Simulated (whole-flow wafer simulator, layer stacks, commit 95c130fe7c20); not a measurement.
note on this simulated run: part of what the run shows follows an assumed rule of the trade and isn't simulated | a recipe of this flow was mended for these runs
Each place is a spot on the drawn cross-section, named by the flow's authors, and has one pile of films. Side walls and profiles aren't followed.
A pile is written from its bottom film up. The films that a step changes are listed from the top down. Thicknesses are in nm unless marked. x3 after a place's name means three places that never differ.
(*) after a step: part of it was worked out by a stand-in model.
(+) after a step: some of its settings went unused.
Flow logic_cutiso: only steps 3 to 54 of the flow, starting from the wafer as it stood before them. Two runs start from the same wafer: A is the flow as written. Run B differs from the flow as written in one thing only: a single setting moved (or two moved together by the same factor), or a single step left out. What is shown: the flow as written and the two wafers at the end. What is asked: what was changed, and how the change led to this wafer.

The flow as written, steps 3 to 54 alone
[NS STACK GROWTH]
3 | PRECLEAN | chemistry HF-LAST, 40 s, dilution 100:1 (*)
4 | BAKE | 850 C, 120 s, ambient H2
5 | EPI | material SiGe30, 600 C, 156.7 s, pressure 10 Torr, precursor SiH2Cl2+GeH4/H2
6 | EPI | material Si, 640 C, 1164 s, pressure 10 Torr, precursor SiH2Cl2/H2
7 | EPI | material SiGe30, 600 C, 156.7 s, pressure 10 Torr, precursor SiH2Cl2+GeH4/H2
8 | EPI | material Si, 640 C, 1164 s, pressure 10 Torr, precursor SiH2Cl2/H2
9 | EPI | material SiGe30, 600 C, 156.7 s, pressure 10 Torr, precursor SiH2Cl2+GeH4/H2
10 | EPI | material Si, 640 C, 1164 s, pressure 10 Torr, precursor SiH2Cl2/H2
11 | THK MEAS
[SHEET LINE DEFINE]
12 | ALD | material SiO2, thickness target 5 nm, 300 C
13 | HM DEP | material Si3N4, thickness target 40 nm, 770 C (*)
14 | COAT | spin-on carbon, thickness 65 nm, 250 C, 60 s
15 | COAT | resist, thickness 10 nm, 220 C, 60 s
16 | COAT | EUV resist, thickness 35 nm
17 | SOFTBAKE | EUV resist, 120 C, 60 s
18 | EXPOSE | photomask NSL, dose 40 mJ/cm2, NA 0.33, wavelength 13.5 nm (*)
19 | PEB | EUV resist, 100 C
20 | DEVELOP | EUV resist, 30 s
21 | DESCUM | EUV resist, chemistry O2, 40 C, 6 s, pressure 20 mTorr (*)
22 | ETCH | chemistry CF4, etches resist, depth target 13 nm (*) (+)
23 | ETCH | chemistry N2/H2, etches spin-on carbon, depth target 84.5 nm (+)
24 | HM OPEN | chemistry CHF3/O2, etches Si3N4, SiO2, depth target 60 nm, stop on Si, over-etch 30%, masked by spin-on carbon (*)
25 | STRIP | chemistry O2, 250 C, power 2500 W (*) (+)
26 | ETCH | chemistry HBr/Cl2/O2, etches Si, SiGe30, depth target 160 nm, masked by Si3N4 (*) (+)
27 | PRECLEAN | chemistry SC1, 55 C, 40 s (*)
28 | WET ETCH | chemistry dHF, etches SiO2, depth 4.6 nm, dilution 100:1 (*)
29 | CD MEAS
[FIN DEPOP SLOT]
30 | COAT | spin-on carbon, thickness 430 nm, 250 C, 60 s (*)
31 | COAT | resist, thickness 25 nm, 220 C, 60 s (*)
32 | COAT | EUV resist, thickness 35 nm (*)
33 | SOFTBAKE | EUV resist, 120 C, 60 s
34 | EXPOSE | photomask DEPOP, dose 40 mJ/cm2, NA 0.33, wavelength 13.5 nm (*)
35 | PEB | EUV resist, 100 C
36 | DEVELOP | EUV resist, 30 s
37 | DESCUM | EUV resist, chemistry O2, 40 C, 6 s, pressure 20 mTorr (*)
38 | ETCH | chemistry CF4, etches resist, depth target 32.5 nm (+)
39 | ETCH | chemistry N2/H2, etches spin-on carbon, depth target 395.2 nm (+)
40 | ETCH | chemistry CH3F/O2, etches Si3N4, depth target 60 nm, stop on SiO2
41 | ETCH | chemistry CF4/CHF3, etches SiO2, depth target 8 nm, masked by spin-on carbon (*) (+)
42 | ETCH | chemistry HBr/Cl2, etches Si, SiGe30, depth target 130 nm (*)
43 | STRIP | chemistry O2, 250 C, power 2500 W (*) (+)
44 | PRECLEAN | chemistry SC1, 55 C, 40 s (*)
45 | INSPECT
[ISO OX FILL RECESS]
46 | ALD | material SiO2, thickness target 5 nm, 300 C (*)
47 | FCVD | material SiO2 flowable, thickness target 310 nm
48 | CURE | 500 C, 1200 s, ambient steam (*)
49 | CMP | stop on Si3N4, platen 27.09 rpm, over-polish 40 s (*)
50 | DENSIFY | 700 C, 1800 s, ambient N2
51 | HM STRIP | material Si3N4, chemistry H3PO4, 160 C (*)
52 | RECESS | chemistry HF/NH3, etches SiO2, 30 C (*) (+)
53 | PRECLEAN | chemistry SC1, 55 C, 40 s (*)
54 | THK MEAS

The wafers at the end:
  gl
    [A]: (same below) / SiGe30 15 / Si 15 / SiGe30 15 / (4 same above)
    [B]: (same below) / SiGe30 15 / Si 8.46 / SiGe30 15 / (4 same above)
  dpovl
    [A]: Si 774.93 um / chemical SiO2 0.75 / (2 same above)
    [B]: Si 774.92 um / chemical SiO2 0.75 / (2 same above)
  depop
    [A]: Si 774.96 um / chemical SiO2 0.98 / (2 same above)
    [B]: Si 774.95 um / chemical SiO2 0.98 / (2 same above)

What caused this: step 6, EPI: 628 C was run, whereas the flow has 640 C.

The path from the change to this, step by step:
  6 | EPI | material Si, 640 C, 1164 s, pressure 10 Torr, precursor SiH2Cl2/H2
      depop, dpovl, gfld and 19 more: A Si gains 15 (new film) | B Si gains 8.46 (new film)
  26 | ETCH | chemistry HBr/Cl2/O2, etches Si, SiGe30, depth target 160 nm, masked by Si3N4 (*) (+)
      dpovl, gfld, gxf, iso, isow, lnri, nsgap: A chemical SiO2 loses 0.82 (all of it), Si loses 12 (all of it), SiGe30 loses 15 (all of it), Si loses 15 (all of it), SiGe30 loses 15 (all of it), Si loses 15 (all of it), SiGe30 loses 15 (all of it), Si loses 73 | B chemical SiO2 loses 0.82 (all of it), Si loses 12 (all of it), SiGe30 loses 15 (all of it), Si loses 15 (all of it), SiGe30 loses 15 (all of it), Si loses 8.46 (all of it), SiGe30 loses 15 (all of it), Si loses 79.6
  42 | ETCH | chemistry HBr/Cl2, etches Si, SiGe30, depth target 130 nm (*)
      depop: A Si loses 13.8 (all of it), SiGe30 loses 15 (all of it), Si loses 15 (all of it), SiGe30 loses 15 (all of it), Si loses 15 (all of it), SiGe30 loses 15 (all of it), Si loses 41.2 | B Si loses 13.8 (all of it), SiGe30 loses 15 (all of it), Si loses 15 (all of it), SiGe30 loses 15 (all of it), Si loses 8.46 (all of it), SiGe30 loses 15 (all of it), Si loses 47.8
